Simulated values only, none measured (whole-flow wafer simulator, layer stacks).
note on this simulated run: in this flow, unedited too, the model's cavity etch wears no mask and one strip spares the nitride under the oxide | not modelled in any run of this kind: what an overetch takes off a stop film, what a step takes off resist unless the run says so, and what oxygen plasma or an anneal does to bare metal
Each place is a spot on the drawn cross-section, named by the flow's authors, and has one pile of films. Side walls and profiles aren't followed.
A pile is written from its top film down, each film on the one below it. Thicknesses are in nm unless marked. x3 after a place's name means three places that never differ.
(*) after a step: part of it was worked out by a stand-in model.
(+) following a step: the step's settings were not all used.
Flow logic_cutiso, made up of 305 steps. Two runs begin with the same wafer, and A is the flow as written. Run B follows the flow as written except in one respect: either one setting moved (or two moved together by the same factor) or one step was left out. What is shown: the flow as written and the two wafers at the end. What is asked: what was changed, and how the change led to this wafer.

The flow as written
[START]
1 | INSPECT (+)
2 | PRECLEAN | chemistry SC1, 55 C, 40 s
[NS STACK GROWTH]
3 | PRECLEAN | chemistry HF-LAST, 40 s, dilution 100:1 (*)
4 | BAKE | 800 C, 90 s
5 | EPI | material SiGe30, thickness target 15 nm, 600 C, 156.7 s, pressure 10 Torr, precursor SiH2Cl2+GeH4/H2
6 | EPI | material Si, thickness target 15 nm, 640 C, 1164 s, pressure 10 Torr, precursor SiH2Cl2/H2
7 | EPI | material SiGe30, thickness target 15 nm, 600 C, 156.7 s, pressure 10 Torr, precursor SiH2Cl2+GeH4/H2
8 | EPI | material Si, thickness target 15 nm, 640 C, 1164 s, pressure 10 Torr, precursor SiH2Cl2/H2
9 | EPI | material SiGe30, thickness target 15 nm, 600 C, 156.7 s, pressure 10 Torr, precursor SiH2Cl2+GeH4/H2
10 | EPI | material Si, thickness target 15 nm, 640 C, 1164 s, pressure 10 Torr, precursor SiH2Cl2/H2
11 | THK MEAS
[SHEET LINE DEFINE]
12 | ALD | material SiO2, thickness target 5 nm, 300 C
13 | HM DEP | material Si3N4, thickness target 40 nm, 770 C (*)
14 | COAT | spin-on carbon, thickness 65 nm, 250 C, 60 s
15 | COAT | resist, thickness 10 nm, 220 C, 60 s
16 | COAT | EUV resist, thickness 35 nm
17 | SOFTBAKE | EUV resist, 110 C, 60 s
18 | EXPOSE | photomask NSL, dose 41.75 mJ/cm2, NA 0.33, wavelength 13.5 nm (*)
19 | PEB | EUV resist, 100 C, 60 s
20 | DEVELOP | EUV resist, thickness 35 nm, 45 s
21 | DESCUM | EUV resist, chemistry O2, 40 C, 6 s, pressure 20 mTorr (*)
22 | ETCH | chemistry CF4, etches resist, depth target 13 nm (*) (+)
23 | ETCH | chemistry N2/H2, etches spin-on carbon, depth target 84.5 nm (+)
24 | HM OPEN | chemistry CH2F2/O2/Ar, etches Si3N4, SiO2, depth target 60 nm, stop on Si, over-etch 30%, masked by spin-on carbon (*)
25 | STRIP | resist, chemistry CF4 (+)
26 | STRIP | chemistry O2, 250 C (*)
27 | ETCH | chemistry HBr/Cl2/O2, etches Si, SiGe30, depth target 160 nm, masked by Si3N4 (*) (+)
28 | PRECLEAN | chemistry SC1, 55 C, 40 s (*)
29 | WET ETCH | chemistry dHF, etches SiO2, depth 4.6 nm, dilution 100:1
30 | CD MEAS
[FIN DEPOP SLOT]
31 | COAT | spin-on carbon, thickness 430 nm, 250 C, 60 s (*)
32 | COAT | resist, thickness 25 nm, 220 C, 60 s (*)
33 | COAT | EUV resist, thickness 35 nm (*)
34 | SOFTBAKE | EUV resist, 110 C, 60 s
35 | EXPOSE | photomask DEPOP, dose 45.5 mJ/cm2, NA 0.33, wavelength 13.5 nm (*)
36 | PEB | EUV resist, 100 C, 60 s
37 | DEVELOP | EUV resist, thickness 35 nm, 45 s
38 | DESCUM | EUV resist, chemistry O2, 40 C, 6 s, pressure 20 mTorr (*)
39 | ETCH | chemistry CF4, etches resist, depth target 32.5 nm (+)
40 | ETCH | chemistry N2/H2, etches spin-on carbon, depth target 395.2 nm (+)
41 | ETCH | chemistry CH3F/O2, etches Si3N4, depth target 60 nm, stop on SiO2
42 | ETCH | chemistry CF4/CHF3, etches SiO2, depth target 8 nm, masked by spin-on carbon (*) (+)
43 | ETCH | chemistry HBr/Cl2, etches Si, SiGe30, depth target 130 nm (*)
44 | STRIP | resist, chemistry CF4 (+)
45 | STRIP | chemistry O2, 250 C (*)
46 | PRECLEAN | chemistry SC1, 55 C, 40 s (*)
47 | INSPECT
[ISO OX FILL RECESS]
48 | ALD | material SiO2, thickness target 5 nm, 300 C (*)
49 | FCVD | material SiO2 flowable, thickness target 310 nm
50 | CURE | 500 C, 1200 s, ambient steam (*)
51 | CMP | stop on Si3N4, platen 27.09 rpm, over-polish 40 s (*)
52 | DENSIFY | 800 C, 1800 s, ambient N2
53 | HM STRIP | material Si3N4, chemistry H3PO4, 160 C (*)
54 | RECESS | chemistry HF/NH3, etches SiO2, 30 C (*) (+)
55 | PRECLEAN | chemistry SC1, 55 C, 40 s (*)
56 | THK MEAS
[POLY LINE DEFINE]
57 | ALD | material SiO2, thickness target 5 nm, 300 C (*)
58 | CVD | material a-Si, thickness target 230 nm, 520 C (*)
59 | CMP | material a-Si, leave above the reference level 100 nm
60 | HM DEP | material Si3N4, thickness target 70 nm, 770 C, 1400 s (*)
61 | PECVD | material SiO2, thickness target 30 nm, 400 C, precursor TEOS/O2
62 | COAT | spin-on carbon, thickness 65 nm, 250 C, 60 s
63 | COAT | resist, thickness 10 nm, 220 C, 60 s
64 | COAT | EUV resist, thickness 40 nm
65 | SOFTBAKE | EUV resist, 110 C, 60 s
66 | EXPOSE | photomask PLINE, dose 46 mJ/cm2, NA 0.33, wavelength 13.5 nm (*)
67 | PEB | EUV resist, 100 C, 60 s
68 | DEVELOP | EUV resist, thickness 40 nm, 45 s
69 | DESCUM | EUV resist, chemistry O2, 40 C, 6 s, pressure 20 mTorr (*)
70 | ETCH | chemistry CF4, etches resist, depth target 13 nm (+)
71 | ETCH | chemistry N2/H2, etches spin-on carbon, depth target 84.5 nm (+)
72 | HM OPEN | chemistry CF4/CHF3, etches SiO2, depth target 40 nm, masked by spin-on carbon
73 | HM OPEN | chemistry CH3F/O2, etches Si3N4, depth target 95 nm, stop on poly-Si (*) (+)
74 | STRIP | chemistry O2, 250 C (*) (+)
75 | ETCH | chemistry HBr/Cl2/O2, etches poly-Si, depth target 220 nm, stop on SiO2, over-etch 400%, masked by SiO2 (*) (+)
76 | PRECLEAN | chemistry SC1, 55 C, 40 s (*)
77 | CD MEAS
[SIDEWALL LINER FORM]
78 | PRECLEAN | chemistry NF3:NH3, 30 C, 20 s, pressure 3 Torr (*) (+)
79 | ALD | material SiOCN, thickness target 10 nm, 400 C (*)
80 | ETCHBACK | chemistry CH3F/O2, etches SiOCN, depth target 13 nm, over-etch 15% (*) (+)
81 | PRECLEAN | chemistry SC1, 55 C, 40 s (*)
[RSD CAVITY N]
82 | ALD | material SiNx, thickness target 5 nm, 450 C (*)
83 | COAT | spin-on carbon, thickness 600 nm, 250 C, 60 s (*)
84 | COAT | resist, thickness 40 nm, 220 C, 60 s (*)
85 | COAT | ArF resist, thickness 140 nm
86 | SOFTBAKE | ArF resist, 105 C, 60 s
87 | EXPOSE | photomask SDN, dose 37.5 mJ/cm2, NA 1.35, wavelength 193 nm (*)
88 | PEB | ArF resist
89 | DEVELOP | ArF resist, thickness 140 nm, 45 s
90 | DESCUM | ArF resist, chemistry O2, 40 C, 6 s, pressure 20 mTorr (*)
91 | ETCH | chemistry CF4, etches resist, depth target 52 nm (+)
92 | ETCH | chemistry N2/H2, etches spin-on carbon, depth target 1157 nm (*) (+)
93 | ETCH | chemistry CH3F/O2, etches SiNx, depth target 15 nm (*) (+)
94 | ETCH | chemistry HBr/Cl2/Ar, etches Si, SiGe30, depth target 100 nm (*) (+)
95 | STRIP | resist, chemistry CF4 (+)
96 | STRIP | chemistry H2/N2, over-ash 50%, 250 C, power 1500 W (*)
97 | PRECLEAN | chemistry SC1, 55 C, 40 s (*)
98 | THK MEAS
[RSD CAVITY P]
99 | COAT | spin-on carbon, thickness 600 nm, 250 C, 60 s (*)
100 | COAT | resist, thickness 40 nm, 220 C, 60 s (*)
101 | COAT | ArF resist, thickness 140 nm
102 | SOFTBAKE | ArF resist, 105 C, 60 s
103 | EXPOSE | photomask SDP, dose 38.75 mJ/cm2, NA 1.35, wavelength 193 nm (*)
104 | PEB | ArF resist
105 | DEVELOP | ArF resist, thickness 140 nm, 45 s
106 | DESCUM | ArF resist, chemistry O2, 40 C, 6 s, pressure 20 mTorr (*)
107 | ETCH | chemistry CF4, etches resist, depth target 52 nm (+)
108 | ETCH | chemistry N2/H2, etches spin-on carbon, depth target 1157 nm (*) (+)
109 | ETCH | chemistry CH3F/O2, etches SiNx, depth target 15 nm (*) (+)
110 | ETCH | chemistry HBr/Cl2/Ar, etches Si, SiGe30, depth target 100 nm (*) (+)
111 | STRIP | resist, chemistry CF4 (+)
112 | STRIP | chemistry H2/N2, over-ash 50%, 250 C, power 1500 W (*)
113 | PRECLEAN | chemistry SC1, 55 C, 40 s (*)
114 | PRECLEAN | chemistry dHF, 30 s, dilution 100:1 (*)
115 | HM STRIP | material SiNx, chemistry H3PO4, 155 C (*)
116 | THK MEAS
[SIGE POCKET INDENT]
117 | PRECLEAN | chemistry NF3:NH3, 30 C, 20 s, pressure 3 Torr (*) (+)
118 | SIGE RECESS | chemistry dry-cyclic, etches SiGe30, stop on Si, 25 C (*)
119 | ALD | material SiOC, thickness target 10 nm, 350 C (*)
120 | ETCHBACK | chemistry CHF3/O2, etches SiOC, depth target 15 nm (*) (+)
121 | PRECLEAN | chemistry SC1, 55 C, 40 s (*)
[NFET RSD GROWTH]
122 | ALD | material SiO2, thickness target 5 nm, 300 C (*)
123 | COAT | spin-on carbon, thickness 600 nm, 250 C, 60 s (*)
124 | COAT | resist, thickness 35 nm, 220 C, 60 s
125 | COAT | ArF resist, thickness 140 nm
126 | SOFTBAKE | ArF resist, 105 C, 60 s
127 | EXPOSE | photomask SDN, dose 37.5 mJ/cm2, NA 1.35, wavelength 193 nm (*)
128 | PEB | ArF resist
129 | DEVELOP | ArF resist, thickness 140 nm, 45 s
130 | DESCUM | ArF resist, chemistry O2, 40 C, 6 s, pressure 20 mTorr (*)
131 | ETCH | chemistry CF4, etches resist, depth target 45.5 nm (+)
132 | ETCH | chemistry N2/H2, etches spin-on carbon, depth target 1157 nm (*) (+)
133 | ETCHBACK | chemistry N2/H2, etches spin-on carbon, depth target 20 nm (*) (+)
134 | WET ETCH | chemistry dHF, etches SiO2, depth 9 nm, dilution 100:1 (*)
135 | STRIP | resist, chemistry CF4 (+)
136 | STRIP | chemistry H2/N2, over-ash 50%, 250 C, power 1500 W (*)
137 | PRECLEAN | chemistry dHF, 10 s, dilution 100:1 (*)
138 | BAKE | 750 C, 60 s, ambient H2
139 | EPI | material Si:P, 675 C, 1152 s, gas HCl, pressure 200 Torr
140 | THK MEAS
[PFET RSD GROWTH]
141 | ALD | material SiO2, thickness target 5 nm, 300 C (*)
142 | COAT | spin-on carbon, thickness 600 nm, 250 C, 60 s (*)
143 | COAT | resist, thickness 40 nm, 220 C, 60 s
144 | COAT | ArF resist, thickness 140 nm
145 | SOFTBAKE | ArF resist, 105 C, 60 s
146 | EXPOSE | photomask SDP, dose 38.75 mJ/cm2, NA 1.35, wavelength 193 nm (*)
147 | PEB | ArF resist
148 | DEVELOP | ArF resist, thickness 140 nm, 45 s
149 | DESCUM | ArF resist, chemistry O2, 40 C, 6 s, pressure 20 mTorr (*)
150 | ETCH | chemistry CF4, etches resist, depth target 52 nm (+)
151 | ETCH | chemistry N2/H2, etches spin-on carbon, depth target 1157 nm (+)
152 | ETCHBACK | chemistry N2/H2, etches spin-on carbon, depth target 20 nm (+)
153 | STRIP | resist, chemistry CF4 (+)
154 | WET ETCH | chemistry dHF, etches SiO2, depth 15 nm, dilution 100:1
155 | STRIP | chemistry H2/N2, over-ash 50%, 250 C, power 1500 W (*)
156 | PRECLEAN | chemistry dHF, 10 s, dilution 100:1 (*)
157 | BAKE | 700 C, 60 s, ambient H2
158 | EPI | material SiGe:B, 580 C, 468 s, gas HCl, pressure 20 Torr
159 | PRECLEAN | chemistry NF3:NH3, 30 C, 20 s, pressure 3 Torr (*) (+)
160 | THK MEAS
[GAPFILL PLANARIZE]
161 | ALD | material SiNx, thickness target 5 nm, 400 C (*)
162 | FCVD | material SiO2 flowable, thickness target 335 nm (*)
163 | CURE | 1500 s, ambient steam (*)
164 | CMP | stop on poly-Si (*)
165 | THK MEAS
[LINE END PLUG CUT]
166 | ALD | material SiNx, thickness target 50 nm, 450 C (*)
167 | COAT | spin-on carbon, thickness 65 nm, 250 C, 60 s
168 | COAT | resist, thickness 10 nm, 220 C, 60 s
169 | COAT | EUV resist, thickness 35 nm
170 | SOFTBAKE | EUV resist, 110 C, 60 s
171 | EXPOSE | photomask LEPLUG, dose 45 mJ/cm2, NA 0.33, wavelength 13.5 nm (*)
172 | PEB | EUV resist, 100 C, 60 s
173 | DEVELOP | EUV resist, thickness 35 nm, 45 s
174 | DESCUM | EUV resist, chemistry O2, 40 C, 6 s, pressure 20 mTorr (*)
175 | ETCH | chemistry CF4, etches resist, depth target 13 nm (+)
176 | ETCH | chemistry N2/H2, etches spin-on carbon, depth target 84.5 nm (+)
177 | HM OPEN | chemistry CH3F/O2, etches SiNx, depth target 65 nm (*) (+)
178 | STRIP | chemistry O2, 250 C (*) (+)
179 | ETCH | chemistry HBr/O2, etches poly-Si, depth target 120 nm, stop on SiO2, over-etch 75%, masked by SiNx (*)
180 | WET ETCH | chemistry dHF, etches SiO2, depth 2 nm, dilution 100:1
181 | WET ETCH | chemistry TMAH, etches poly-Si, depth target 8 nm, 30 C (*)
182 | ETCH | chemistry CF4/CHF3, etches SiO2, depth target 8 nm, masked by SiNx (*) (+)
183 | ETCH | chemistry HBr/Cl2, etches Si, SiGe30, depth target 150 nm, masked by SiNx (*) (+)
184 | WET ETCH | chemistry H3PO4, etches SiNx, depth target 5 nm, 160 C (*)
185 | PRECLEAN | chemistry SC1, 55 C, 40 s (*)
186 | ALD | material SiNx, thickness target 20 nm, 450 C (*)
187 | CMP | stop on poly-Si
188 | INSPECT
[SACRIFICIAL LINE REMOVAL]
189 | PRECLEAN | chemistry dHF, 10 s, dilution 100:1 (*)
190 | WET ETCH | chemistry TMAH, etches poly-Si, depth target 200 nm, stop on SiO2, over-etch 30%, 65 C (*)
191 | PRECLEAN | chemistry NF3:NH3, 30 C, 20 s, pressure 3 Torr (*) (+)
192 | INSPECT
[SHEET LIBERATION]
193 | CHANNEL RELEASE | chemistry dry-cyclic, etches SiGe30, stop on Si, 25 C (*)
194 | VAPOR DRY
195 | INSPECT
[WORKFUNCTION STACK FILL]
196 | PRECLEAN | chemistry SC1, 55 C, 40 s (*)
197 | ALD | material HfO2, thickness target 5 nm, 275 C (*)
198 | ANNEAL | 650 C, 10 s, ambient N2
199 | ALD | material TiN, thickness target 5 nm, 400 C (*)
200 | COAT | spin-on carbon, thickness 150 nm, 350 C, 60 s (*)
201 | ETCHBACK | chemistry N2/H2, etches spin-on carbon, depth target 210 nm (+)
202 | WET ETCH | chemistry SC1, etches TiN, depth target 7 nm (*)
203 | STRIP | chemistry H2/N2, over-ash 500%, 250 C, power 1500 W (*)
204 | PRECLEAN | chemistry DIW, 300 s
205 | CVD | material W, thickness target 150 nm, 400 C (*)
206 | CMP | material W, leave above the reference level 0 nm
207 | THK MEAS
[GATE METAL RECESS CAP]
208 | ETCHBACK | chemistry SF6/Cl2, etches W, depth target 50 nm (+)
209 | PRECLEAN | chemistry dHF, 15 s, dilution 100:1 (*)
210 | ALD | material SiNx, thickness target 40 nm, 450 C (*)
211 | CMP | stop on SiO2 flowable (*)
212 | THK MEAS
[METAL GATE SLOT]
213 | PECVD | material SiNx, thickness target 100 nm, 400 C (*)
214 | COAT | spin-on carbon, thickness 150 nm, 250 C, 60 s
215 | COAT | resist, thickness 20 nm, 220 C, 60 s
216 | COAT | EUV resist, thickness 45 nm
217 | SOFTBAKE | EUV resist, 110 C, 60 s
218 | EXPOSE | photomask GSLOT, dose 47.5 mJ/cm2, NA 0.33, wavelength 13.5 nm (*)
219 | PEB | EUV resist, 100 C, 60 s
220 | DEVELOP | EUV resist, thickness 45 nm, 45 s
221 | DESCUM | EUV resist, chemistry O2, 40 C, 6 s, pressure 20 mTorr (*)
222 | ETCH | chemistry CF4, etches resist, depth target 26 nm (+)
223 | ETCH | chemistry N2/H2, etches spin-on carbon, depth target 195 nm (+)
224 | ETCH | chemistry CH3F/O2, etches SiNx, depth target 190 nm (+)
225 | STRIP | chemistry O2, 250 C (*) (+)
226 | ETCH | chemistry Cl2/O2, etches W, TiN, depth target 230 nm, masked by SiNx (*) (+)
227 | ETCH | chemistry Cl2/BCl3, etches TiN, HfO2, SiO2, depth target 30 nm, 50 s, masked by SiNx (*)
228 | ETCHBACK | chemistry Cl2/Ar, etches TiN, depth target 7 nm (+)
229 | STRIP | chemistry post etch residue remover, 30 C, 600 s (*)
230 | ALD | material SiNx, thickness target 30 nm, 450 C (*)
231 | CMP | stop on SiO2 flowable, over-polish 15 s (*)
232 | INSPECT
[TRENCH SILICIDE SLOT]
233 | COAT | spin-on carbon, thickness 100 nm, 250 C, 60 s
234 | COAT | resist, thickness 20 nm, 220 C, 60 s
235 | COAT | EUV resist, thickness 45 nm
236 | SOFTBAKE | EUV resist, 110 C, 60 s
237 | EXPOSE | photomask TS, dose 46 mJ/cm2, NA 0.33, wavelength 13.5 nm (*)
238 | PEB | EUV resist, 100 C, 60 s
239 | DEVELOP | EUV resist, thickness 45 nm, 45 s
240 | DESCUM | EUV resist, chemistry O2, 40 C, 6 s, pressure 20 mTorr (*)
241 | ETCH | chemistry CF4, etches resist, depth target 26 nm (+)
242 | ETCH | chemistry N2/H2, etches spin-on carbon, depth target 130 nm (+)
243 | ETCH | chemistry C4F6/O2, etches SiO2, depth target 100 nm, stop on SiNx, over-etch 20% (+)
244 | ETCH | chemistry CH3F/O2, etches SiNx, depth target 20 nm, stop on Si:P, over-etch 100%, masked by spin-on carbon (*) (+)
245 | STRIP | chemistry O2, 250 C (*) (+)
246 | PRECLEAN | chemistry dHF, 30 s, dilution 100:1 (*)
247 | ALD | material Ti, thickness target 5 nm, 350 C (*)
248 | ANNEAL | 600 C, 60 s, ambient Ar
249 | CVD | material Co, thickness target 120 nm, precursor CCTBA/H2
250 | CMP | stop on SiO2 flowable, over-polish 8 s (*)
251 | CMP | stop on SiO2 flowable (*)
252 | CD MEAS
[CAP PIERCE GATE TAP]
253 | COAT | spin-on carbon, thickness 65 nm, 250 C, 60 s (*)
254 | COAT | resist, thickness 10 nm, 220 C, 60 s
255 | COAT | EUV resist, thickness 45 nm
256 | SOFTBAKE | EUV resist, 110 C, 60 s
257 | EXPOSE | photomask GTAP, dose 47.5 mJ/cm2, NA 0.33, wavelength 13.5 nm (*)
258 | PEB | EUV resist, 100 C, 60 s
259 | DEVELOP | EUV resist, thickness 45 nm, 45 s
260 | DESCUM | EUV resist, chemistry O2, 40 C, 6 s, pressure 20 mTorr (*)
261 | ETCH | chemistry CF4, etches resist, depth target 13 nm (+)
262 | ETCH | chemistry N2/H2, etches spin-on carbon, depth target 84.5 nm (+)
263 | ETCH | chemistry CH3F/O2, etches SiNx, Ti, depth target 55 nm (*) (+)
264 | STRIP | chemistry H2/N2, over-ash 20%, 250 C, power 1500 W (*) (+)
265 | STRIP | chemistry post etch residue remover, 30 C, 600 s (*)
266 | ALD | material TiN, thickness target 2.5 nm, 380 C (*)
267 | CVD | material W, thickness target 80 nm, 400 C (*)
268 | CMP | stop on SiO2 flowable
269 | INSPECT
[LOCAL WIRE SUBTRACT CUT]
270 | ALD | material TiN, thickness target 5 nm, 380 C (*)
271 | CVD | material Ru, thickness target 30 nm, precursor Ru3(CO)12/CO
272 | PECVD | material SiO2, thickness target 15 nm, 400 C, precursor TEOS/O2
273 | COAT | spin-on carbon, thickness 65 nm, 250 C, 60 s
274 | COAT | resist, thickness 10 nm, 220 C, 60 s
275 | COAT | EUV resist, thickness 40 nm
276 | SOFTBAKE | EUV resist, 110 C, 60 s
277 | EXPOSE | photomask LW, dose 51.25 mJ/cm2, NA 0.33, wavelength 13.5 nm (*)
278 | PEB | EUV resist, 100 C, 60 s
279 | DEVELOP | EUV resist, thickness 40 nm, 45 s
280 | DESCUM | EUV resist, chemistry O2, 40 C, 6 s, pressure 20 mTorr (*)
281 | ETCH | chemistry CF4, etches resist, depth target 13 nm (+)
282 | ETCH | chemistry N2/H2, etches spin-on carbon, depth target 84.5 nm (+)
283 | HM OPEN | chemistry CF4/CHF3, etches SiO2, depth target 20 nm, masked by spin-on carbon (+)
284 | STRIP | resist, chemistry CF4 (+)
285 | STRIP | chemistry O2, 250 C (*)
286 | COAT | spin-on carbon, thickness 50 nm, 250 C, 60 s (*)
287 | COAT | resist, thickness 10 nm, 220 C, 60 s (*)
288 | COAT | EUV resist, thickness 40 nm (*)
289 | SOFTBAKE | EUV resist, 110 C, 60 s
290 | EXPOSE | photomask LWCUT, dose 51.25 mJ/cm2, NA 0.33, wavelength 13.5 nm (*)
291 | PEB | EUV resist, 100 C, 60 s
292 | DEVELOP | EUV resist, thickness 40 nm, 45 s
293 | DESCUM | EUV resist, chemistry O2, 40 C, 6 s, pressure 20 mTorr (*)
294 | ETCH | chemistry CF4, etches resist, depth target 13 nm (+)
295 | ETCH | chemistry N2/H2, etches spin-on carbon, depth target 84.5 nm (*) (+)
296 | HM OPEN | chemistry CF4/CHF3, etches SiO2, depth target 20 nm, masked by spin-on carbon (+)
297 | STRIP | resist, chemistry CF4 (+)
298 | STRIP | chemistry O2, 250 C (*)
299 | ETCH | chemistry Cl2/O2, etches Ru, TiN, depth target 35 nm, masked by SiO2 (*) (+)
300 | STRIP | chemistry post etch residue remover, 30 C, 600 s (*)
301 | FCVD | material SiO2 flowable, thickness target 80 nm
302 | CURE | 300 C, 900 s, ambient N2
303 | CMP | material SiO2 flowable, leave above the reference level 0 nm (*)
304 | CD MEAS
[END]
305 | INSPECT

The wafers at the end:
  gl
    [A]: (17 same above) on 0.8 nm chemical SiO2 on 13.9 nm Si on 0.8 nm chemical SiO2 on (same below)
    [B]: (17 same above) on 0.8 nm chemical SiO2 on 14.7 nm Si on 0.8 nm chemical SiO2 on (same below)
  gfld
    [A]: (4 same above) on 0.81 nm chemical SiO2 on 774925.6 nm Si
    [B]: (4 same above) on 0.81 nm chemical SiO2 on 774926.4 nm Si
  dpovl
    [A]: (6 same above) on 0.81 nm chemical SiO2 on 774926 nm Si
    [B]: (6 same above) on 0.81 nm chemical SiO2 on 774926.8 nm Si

What caused this: step 6, EPI: 1223 s was run, whereas the flow has 1164 s.

The path from the change to this, step by step:
  6 | EPI | material Si, thickness target 15 nm, 640 C, 1164 s, pressure 10 Torr, precursor SiH2Cl2/H2
      depop, dpovl, gfld and 19 more: A +15 Si (new film) | B +15.8 Si (new film)
  27 | ETCH | chemistry HBr/Cl2/O2, etches Si, SiGe30, depth target 160 nm, masked by Si3N4 (*) (+)
      gfld, gxf, iso, lnri: A -0.79 chemical SiO2 (all of it), -11.4 Si (all of it), -15 SiGe30 (all of it), -15 Si (all of it), -15 SiGe30 (all of it), -15 Si (all of it), -15 SiGe30 (all of it), -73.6 Si | B -0.79 chemical SiO2 (all of it), -11.4 Si (all of it), -15 SiGe30 (all of it), -15 Si (all of it), -15 SiGe30 (all of it), -15.8 Si (all of it), -15 SiGe30 (all of it), -72.9 Si
      dpovl, nsgap: A -0.79 chemical SiO2 (all of it), -11.8 Si (all of it), -15 SiGe30 (all of it), -15 Si (all of it), -15 SiGe30 (all of it), -15 Si (all of it), -15 SiGe30 (all of it), -73.2 Si | B -0.79 chemical SiO2 (all of it), -11.8 Si (all of it), -15 SiGe30 (all of it), -15 Si (all of it), -15 SiGe30 (all of it), -15.8 Si (all of it), -15 SiGe30 (all of it), -72.5 Si
      (also at 1 further place)
  43 | ETCH | chemistry HBr/Cl2, etches Si, SiGe30, depth target 130 nm (*)
      depop: A -14 Si (all of it), -15 SiGe30 (all of it), -15 Si (all of it), -15 SiGe30 (all of it), -15 Si (all of it), -15 SiGe30 (all of it), -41 Si | B -14 Si (all of it), -15 SiGe30 (all of it), -15 Si (all of it), -15 SiGe30 (all of it), -15.8 Si (all of it), -15 SiGe30 (all of it), -40.2 Si
  94 | ETCH | chemistry HBr/Cl2/Ar, etches Si, SiGe30, depth target 100 nm (*) (+)
      rsdn, rsdx: A -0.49 chemical SiO2 (all of it), -12.8 Si (all of it), -15 SiGe30 (all of it), -15 Si (all of it), -15 SiGe30 (all of it), -15 Si (all of it), -15 SiGe30 (all of it), -12.2 Si | B -0.49 chemical SiO2 (all of it), -12.8 Si (all of it), -15 SiGe30 (all of it), -15 Si (all of it), -15 SiGe30 (all of it), -15.8 Si (all of it), -15 SiGe30 (all of it), -11.4 Si
  110 | ETCH | chemistry HBr/Cl2/Ar, etches Si, SiGe30, depth target 100 nm (*) (+)
      rsdp, rsdw: A -0.49 chemical SiO2 (all of it), -12.8 Si (all of it), -15 SiGe30 (all of it), -15 Si (all of it), -15 SiGe30 (all of it), -15 Si (all of it), -15 SiGe30 (all of it), -12.2 Si | B -0.49 chemical SiO2 (all of it), -12.8 Si (all of it), -15 SiGe30 (all of it), -15 Si (all of it), -15 SiGe30 (all of it), -15.8 Si (all of it), -15 SiGe30 (all of it), -11.4 Si
  183 | ETCH | chemistry HBr/Cl2, etches Si, SiGe30, depth target 150 nm, masked by SiNx (*) (+)
      plug: A -13.6 Si (all of it), -15 SiGe30 (all of it), -15 Si (all of it), -15 SiGe30 (all of it), -15 Si (all of it), -15 SiGe30 (all of it), -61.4 Si | B -13.6 Si (all of it), -15 SiGe30 (all of it), -15 Si (all of it), -15 SiGe30 (all of it), -15.8 Si (all of it), -15 SiGe30 (all of it), -60.7 Si
